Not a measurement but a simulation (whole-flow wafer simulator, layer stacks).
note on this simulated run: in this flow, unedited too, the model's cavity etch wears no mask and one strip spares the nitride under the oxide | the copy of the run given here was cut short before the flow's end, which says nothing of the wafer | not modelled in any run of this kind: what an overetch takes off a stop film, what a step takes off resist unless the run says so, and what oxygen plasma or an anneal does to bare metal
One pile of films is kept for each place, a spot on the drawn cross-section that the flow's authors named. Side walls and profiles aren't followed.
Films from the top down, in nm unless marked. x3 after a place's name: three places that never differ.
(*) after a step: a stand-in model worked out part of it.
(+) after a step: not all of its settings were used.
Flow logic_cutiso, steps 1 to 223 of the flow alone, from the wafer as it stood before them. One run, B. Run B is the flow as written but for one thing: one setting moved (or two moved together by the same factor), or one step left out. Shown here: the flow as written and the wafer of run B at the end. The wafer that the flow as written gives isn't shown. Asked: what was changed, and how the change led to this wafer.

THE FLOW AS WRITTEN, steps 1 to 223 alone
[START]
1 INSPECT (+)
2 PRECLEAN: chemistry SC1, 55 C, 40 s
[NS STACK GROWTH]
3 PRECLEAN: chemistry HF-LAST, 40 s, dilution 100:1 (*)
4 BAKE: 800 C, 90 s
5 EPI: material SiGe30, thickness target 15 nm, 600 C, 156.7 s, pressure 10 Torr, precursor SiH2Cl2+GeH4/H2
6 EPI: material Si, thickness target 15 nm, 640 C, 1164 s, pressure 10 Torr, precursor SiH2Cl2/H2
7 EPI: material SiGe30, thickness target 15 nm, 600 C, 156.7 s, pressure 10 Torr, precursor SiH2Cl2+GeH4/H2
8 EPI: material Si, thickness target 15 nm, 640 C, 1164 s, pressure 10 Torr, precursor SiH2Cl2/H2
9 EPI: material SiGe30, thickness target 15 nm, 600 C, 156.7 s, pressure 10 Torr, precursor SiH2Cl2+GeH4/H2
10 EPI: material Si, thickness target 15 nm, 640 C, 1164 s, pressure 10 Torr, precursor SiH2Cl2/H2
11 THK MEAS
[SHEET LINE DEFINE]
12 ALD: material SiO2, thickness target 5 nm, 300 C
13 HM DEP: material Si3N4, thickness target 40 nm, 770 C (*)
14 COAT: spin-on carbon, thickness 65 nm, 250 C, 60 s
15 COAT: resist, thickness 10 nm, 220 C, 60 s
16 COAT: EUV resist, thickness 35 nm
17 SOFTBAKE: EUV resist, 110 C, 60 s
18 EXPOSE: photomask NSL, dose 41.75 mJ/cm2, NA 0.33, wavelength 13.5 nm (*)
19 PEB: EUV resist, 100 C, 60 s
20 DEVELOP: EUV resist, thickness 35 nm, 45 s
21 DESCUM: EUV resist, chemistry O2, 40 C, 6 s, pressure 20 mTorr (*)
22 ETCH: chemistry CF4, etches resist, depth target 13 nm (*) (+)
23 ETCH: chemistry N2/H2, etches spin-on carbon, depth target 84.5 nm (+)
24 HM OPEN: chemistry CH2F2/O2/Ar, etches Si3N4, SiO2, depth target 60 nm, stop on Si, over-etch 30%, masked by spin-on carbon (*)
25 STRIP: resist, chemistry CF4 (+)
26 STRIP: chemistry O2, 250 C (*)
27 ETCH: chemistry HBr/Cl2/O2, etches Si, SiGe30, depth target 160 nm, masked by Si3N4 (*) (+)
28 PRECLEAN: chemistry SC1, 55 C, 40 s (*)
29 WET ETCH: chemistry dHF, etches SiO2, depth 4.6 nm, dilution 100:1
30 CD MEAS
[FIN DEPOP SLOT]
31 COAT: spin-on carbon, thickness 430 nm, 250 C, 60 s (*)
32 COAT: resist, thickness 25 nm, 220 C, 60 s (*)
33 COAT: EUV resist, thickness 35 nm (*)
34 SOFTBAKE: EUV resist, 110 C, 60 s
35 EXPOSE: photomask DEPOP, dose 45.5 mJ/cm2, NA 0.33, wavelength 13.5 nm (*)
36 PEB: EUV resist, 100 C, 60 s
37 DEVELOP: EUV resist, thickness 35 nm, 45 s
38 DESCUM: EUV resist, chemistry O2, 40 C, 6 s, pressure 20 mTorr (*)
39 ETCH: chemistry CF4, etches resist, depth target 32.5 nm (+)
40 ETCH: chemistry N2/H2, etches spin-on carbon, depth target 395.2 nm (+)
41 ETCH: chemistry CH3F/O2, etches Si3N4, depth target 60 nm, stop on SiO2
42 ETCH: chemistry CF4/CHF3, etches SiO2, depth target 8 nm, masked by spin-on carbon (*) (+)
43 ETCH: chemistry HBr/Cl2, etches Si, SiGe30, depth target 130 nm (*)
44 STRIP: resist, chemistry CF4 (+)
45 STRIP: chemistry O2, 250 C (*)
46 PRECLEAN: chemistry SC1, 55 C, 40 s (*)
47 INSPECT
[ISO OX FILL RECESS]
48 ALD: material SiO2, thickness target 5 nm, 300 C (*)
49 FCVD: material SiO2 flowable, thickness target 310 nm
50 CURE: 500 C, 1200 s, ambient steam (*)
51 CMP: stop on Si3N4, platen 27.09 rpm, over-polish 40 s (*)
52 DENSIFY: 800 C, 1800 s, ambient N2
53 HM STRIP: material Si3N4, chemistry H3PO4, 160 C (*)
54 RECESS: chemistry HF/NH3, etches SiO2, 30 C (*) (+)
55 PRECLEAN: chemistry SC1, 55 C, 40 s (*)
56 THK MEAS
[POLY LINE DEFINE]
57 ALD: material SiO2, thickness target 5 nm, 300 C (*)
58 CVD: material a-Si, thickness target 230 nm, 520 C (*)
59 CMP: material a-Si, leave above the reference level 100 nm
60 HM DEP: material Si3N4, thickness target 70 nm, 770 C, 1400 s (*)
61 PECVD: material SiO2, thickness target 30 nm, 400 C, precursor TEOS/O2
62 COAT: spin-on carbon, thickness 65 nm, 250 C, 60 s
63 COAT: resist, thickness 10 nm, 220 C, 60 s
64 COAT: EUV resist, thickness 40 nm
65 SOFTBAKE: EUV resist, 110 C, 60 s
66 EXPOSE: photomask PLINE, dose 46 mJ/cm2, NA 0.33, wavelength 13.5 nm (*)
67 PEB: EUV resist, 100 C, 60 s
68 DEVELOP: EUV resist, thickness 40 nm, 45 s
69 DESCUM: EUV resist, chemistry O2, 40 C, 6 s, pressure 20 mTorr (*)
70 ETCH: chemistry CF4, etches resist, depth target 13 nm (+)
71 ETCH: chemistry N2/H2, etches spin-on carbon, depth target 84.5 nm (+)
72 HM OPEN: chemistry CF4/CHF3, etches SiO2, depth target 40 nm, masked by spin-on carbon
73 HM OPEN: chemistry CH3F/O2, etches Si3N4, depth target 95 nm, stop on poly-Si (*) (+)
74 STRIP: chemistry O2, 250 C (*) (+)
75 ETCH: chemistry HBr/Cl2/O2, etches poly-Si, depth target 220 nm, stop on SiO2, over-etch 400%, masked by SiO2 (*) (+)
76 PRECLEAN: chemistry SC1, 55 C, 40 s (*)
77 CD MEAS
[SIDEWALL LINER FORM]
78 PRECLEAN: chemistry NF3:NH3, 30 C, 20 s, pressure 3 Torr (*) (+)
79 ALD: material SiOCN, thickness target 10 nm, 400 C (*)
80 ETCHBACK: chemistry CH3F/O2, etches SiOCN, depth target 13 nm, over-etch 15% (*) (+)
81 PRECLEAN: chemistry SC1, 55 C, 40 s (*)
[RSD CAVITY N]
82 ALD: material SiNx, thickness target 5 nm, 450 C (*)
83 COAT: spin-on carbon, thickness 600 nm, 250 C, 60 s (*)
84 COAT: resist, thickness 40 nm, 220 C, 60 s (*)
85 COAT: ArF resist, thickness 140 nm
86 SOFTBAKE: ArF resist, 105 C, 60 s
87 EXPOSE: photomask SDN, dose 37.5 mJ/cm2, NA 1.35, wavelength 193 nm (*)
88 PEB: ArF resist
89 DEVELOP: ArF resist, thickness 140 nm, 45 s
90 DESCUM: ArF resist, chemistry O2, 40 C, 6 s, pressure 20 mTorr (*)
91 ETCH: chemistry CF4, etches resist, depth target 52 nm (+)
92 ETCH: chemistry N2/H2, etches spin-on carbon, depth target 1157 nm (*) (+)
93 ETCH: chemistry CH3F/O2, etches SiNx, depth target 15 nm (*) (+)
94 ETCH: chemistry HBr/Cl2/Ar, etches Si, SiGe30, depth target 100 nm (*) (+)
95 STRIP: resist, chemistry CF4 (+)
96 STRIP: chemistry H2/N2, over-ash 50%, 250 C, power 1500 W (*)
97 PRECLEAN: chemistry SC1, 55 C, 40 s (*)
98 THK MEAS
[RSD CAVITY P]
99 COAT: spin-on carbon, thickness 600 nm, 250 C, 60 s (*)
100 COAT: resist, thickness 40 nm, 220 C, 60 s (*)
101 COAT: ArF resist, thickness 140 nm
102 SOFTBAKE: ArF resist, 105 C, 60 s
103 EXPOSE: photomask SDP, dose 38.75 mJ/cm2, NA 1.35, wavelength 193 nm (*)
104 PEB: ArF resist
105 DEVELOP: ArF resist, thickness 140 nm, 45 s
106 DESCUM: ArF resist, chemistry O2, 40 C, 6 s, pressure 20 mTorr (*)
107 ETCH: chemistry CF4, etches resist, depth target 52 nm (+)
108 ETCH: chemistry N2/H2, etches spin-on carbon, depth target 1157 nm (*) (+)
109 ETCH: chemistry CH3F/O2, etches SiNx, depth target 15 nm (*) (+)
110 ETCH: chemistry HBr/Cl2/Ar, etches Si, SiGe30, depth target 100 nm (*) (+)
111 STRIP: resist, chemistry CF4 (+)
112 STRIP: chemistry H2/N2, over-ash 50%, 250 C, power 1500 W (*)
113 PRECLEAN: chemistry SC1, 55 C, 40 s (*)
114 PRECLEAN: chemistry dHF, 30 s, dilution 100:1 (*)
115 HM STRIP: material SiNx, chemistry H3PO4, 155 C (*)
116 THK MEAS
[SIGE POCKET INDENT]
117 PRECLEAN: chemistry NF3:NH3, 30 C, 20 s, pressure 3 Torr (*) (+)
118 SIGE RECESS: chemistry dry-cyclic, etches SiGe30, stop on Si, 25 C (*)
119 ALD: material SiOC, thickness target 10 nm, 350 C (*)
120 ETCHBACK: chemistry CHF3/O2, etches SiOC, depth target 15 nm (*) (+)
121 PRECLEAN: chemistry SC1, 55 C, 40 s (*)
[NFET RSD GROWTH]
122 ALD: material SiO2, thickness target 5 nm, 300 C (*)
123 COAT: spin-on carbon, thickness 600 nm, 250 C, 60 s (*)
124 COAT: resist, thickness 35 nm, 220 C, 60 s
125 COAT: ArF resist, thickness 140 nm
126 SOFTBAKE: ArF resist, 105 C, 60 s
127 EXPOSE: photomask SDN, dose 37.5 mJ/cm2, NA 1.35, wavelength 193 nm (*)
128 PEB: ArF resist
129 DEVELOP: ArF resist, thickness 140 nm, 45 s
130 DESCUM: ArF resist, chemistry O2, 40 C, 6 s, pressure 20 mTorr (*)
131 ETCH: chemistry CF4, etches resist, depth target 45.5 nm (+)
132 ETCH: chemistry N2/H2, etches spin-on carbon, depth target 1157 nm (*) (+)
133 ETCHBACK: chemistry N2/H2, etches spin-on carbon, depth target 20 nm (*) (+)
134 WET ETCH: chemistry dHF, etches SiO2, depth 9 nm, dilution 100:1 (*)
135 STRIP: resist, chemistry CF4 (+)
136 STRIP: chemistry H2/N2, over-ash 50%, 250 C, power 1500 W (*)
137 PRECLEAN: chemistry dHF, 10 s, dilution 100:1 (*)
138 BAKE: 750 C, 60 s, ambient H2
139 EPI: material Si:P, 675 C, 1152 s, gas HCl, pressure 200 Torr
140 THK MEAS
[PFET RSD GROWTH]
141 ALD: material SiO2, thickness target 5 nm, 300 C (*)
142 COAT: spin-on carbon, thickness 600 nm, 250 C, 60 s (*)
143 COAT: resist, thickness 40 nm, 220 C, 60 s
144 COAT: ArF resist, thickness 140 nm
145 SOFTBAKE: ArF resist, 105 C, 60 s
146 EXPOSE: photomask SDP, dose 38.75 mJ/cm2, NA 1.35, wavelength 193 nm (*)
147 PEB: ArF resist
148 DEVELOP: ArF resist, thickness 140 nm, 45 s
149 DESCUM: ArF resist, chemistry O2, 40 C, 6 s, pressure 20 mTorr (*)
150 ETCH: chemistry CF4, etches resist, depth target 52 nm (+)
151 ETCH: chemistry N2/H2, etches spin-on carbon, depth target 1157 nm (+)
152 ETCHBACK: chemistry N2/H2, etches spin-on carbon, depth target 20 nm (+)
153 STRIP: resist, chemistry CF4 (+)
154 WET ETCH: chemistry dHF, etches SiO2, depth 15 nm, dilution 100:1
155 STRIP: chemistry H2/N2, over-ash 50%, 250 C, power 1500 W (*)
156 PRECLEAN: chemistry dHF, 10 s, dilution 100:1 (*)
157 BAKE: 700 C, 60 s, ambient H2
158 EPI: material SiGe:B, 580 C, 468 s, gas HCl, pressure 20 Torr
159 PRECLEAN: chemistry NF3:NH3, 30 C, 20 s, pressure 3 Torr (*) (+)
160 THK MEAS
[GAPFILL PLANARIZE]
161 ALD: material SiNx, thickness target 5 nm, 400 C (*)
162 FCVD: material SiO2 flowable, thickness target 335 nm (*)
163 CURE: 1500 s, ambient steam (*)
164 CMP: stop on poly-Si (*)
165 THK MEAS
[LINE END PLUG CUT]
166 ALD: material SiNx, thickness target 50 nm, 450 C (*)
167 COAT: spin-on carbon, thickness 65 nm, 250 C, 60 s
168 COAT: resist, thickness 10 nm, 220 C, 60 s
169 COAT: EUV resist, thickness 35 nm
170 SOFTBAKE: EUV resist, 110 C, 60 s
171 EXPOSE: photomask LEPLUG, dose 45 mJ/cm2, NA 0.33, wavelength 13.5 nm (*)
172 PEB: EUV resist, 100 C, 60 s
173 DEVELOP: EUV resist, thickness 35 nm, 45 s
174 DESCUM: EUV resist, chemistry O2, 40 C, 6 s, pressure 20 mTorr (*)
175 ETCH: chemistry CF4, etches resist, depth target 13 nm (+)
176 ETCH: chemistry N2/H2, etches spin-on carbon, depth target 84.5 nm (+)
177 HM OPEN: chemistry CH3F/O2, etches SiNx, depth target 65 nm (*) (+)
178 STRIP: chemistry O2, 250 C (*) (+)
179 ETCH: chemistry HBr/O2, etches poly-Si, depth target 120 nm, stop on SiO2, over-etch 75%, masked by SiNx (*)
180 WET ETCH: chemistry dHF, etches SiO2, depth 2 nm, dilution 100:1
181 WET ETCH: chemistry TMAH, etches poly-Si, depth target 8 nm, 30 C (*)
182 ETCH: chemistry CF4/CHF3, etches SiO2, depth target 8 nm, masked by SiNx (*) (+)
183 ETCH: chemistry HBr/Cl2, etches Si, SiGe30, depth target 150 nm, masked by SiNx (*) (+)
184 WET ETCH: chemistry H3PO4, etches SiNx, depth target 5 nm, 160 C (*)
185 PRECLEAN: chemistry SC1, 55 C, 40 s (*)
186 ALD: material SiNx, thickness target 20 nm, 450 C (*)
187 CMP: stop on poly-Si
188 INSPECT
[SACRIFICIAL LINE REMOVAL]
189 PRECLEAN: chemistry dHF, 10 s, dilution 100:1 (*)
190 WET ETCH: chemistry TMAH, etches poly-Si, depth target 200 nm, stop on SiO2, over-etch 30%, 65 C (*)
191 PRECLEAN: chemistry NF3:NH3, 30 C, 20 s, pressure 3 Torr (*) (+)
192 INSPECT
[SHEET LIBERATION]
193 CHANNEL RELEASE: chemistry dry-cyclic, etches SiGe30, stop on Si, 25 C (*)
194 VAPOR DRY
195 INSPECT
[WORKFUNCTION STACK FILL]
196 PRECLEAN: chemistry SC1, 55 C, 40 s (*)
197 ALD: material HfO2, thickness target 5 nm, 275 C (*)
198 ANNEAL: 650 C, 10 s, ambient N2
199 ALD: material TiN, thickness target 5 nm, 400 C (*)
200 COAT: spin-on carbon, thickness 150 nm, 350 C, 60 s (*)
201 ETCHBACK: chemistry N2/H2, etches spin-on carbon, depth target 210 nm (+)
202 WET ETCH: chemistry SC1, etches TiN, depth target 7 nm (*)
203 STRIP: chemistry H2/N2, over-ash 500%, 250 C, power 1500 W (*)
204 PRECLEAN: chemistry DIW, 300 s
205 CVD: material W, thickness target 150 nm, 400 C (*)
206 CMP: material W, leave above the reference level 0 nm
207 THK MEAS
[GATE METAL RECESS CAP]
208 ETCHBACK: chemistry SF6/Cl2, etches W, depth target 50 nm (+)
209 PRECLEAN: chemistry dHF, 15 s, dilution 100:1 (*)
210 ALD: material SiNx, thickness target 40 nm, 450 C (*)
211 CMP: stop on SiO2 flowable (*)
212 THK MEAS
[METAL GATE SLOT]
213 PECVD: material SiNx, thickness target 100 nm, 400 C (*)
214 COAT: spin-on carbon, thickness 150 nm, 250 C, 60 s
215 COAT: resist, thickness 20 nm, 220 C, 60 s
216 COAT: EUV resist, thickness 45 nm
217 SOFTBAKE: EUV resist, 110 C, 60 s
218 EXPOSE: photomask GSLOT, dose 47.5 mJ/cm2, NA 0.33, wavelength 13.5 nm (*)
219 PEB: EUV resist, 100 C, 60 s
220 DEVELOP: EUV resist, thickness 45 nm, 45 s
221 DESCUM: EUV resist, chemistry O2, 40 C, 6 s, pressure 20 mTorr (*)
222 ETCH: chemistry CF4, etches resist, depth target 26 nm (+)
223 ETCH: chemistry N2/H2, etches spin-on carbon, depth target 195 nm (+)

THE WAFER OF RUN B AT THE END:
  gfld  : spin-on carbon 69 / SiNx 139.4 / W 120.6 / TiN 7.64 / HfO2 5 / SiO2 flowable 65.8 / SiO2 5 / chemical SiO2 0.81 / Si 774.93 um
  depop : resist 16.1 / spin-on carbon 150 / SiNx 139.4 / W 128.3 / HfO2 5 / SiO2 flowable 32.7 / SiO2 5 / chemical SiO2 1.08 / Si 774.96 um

The cause: step 223, ETCH: depth target 78 nm was run, where the flow has depth target 195 nm.

How the change led to this, step by step:
  223 ETCH: chemistry N2/H2, etches spin-on carbon, depth target 195 nm (+)
      gfld: spin-on carbon -78 (as written it would be: spin-on carbon -147 (all of it), SiNx -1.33)
      depop, dpovl, gl and 18 more: EUV resist -26 (all of it), resist -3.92 (as written it would be: EUV resist -26 (all of it), resist -11.7)
